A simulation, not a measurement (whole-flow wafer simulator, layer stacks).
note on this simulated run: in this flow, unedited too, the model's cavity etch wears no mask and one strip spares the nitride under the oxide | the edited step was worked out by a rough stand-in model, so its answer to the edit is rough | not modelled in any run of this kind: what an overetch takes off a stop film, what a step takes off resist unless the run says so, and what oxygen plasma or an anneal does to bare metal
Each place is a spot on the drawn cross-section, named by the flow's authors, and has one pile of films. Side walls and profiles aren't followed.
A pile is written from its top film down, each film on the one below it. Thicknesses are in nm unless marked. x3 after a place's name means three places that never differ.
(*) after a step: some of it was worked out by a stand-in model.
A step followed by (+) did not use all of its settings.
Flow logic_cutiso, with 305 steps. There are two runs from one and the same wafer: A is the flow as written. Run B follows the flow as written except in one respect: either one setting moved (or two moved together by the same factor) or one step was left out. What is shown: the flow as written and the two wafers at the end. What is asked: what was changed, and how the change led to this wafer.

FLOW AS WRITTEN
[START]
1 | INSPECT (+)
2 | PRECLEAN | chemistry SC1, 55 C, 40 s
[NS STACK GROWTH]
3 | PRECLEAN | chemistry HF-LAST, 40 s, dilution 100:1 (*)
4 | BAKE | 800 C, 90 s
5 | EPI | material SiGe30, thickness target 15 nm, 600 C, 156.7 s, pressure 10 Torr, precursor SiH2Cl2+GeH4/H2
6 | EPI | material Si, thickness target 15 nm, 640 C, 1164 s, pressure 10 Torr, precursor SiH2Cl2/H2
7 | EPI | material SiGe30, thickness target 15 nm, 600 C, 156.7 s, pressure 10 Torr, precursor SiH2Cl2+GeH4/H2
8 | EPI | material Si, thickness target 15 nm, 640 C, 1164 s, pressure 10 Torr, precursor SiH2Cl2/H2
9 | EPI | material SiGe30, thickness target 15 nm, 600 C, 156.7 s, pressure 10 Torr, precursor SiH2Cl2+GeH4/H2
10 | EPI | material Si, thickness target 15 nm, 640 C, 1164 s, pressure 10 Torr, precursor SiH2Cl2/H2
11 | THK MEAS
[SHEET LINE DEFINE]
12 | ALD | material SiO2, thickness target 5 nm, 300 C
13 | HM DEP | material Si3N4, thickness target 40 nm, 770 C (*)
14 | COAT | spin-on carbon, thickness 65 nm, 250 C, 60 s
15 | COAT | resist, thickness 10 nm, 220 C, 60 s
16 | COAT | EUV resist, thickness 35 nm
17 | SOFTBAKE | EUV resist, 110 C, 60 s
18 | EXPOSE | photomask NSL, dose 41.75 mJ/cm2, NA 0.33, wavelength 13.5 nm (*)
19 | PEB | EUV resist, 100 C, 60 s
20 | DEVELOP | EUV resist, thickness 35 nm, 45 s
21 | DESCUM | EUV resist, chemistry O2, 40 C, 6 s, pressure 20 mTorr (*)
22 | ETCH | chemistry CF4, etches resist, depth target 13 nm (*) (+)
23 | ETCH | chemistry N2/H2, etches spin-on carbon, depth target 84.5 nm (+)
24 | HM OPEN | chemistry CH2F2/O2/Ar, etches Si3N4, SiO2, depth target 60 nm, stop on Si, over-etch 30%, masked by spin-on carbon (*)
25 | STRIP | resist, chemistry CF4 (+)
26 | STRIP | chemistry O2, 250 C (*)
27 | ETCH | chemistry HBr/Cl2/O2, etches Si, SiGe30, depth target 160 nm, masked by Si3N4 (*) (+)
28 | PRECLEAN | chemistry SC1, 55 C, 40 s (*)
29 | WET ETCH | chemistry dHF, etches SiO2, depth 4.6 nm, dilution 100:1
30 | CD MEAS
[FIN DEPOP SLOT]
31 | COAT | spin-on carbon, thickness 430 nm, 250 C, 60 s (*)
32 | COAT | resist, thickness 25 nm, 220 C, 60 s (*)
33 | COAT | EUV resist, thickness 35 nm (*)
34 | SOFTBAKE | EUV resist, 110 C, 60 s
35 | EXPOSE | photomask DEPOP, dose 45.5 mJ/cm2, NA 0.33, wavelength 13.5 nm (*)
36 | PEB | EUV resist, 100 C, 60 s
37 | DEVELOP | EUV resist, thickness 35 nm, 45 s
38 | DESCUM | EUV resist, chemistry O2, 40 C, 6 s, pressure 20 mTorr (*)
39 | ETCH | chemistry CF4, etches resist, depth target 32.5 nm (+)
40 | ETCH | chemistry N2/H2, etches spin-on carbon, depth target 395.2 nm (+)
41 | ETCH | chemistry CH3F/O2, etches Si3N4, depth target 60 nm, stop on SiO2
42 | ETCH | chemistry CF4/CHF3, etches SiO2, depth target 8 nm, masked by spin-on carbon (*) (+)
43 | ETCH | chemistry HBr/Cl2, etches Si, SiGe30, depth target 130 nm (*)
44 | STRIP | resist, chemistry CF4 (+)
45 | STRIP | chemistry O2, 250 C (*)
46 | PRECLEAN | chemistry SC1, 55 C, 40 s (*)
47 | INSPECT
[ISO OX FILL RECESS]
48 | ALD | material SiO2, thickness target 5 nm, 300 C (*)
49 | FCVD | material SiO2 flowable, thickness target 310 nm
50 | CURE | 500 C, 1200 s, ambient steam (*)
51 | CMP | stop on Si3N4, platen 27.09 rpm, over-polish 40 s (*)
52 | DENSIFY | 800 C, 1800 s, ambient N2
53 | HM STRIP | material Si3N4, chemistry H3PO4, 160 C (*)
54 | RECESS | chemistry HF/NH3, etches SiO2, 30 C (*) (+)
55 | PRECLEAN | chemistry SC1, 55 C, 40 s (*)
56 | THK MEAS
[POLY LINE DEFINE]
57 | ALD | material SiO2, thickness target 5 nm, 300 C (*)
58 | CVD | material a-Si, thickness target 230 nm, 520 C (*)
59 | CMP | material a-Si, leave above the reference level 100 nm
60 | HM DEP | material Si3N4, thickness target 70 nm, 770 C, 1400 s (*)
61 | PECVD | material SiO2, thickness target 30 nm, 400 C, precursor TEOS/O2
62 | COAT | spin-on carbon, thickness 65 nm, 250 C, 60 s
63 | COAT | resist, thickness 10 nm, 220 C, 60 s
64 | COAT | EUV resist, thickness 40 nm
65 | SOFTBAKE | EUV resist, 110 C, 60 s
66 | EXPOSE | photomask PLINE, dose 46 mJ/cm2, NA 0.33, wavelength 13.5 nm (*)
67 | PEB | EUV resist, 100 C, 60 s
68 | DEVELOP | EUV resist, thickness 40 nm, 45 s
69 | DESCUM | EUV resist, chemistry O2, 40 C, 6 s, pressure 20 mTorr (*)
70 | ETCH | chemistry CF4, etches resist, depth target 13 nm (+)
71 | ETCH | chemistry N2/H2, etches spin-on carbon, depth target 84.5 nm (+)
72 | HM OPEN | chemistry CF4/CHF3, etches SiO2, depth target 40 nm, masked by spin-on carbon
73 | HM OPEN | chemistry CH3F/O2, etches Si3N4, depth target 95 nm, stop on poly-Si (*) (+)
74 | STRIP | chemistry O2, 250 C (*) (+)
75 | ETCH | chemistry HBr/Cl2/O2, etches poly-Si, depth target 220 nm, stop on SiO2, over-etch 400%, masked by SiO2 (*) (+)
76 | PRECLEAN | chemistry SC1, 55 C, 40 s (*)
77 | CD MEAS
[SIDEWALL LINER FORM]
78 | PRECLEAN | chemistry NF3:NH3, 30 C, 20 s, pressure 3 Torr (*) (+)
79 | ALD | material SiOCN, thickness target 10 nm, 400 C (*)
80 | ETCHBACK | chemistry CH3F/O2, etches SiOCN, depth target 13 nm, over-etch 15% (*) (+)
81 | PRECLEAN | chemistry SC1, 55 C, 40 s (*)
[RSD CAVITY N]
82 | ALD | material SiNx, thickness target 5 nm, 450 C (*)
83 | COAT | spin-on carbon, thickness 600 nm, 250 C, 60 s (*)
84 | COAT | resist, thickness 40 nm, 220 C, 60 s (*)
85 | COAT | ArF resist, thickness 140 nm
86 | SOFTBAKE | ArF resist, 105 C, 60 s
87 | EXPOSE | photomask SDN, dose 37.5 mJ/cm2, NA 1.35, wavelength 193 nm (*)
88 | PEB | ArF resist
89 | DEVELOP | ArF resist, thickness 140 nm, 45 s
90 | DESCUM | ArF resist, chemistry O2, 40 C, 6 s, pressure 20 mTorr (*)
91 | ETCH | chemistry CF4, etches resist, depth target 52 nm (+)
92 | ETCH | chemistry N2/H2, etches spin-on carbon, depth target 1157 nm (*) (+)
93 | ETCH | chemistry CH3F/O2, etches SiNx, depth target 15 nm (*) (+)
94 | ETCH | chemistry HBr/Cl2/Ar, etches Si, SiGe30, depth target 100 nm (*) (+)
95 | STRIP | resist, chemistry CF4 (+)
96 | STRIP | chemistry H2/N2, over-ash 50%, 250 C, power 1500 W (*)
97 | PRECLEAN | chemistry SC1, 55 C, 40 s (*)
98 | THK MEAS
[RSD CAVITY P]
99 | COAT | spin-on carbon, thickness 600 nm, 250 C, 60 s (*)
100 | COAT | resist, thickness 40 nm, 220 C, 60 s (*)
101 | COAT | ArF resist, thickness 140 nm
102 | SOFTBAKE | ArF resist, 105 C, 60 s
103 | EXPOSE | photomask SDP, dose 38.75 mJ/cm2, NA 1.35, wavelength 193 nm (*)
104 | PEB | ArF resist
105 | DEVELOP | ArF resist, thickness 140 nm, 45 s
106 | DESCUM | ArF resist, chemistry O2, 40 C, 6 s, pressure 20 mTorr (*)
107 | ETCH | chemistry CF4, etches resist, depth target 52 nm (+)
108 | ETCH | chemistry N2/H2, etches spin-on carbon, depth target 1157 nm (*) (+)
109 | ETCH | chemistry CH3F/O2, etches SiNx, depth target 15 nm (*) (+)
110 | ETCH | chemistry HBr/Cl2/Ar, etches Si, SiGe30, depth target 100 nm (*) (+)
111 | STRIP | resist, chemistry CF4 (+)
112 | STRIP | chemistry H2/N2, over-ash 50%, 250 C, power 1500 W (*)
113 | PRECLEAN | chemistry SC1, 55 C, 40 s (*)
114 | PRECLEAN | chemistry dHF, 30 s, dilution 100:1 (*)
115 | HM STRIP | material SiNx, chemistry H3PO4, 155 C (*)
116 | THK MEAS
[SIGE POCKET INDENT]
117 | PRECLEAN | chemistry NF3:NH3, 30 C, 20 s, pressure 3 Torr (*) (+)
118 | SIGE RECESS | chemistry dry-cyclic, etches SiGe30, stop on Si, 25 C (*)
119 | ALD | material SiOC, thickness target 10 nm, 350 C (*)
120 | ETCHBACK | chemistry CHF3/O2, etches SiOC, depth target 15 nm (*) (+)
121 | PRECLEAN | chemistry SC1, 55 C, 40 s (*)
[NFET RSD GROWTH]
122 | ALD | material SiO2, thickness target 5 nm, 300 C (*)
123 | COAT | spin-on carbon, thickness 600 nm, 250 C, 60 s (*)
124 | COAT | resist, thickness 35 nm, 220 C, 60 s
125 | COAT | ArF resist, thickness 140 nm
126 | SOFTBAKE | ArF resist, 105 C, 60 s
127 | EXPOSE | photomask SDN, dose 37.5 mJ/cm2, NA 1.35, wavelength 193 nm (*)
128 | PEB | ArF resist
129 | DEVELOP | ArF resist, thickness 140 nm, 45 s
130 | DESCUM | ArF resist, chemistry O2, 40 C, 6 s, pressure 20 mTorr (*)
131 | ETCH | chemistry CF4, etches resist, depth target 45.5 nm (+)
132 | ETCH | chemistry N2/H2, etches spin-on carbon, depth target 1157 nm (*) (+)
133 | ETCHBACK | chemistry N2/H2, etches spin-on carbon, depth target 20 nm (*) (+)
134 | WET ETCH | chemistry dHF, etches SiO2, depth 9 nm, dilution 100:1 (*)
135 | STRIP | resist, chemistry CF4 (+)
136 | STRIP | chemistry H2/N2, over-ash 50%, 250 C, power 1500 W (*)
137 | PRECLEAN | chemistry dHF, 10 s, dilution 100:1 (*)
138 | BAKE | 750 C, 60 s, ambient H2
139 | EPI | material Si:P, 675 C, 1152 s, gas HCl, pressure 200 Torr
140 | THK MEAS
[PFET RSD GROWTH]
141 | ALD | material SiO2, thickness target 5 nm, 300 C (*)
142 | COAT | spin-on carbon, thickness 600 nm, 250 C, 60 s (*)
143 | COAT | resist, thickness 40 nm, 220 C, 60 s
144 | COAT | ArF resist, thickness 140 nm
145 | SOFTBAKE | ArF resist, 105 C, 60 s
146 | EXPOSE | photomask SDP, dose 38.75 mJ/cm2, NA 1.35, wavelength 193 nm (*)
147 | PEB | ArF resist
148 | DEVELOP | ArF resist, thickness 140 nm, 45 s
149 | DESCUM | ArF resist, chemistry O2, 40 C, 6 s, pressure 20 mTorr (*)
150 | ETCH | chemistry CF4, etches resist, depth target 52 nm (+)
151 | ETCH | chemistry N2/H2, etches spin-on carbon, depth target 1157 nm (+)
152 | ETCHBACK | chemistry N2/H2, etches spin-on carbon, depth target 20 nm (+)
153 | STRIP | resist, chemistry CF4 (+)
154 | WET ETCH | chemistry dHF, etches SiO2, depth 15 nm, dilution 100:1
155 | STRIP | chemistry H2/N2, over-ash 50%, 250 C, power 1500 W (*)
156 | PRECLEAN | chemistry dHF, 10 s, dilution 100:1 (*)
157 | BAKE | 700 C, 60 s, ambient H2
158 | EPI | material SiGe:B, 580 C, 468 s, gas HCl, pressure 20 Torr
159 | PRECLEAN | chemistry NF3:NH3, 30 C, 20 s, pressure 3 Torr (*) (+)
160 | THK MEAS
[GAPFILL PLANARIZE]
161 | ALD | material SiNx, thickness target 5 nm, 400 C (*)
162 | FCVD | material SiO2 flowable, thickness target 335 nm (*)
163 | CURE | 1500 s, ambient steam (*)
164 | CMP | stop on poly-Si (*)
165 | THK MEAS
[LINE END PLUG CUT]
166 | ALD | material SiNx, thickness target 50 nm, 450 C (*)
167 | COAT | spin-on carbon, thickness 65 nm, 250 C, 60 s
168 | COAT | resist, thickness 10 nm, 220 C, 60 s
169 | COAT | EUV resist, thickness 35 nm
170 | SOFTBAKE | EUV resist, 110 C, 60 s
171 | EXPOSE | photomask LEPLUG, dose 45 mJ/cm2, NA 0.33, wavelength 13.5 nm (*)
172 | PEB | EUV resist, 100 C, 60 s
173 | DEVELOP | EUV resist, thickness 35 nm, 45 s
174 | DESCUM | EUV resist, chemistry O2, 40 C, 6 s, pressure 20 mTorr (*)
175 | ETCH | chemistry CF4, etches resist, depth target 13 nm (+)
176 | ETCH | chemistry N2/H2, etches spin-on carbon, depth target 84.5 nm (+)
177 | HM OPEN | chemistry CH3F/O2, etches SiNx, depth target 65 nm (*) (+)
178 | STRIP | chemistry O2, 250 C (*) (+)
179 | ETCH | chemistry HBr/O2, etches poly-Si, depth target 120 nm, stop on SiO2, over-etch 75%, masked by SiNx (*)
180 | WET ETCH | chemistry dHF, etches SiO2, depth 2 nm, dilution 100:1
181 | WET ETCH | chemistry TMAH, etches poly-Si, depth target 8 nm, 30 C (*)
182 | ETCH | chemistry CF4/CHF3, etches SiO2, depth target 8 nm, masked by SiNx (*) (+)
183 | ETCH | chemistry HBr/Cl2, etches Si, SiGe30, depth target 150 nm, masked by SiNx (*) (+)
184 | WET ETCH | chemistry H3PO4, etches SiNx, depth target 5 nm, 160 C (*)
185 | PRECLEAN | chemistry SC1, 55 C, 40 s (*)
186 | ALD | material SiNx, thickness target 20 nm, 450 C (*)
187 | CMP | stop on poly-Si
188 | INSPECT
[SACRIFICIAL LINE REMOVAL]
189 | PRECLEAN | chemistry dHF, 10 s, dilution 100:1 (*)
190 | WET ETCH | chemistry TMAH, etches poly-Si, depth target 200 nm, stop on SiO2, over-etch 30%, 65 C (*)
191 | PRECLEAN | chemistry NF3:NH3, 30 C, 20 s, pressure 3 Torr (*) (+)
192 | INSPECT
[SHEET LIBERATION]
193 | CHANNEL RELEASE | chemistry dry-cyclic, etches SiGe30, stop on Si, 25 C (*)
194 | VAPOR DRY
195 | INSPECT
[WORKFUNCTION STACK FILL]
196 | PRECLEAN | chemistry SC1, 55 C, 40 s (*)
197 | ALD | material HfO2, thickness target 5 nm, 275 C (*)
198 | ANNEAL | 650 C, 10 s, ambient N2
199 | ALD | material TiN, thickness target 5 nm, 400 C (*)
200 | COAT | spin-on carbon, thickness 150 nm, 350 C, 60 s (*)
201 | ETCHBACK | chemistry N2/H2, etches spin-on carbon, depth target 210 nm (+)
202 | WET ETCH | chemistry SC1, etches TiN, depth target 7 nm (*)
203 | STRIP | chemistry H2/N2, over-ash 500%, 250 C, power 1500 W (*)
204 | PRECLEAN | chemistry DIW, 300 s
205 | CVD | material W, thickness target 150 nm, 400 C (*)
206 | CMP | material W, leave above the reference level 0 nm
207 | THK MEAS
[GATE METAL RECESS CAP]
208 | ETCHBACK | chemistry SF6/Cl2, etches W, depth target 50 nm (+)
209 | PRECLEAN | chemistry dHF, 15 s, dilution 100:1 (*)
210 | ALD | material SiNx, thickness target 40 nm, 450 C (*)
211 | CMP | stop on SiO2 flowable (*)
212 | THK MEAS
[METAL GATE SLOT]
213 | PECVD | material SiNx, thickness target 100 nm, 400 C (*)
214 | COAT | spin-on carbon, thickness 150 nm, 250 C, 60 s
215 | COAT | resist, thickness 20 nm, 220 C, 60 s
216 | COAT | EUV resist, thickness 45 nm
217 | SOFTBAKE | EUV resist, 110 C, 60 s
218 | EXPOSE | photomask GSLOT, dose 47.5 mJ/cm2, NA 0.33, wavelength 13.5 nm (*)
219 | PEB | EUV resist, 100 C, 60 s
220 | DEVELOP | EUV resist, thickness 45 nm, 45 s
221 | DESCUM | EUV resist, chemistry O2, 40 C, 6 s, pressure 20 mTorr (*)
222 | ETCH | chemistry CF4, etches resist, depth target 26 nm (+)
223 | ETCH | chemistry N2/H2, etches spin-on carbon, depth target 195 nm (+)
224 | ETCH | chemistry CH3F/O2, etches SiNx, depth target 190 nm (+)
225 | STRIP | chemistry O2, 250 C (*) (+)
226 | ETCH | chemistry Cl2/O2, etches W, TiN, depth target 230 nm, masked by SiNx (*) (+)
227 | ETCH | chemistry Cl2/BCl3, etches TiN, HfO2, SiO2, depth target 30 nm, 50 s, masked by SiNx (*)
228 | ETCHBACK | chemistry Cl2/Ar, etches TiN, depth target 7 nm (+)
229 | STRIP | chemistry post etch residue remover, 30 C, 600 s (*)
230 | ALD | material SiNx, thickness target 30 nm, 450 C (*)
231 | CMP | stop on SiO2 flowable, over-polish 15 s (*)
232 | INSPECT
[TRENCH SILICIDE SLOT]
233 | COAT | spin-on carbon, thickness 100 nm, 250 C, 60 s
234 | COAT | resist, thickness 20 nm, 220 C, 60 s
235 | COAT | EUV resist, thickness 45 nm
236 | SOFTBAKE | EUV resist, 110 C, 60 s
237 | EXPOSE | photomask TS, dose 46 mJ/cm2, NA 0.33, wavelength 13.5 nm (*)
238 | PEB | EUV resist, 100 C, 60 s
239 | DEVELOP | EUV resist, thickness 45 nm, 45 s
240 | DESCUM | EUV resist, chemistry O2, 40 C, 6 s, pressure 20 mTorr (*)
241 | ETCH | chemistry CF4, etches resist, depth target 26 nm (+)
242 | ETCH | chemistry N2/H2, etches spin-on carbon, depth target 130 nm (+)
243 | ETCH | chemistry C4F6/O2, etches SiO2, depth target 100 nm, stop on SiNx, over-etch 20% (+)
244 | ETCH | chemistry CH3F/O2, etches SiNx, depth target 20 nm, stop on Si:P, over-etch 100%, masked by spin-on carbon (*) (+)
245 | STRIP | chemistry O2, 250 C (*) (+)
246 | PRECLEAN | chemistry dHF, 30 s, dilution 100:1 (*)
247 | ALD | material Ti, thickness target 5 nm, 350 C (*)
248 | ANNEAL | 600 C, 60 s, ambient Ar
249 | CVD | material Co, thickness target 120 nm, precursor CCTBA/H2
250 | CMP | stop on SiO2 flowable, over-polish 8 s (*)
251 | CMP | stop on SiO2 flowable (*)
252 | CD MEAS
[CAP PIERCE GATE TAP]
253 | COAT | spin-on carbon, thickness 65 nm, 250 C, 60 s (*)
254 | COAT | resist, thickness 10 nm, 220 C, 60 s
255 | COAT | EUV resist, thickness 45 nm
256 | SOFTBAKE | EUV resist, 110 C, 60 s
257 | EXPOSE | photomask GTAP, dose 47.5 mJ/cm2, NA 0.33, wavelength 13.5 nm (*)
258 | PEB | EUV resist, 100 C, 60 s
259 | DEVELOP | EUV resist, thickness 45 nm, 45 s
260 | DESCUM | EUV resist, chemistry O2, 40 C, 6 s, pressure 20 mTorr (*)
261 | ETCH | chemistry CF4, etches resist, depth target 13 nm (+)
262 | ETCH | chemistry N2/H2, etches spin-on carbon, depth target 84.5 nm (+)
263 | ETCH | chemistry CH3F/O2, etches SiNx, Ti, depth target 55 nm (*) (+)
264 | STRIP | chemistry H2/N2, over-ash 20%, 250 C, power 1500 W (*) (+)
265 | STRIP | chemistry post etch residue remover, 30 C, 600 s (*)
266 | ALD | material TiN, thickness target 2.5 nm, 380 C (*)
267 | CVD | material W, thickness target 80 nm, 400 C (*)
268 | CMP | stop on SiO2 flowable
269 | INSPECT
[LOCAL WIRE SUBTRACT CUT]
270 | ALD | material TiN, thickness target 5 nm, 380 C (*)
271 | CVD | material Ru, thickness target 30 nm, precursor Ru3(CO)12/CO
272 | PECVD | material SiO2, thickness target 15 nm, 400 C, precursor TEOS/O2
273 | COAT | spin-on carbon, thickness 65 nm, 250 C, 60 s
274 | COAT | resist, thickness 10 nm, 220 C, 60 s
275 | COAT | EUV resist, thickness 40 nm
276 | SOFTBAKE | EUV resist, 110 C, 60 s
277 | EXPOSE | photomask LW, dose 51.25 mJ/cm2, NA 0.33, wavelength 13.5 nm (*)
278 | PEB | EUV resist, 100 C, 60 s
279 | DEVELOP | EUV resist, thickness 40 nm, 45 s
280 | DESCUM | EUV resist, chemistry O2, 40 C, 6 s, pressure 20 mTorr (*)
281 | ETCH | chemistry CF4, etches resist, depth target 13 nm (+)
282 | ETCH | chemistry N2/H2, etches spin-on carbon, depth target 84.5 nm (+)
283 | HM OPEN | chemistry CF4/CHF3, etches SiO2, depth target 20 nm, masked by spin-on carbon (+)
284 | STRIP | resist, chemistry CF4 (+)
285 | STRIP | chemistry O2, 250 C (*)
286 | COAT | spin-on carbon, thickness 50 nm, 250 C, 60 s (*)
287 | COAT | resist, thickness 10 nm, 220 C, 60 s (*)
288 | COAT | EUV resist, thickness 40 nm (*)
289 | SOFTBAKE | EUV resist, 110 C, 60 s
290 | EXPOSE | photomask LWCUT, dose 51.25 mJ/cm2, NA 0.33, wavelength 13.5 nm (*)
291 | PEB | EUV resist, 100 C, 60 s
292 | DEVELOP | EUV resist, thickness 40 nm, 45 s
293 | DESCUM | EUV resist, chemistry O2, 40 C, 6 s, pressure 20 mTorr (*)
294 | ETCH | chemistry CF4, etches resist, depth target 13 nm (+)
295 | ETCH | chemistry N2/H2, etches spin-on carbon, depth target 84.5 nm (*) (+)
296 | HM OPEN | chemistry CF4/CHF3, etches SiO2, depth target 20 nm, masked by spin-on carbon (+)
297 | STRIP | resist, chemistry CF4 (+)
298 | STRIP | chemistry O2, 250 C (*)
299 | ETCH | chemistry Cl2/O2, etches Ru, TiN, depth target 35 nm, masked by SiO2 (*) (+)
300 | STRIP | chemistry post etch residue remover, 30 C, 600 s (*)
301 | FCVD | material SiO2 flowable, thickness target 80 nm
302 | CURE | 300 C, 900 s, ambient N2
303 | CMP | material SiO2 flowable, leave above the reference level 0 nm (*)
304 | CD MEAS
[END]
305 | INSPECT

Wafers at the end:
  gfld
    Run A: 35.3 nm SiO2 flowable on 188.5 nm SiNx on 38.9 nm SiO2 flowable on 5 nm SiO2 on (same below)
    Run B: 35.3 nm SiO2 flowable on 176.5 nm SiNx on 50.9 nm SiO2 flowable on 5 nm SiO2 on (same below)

The reason: step 227, ETCH: depth target 18 nm was run, while the flow as written has depth target 30 nm.

Step by step, how the change led to this:
  227 | ETCH | chemistry Cl2/BCl3, etches TiN, HfO2, SiO2, depth target 30 nm, 50 s, masked by SiNx (*)
      gfld: A -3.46 HfO2 (all of it), -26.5 SiO2 flowable | B -3.46 HfO2 (all of it), -14.5 SiO2 flowable
  230 | ALD | material SiNx, thickness target 30 nm, 450 C (*)
      gfld: A +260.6 SiNx (new film) | B +248.6 SiNx (new film)
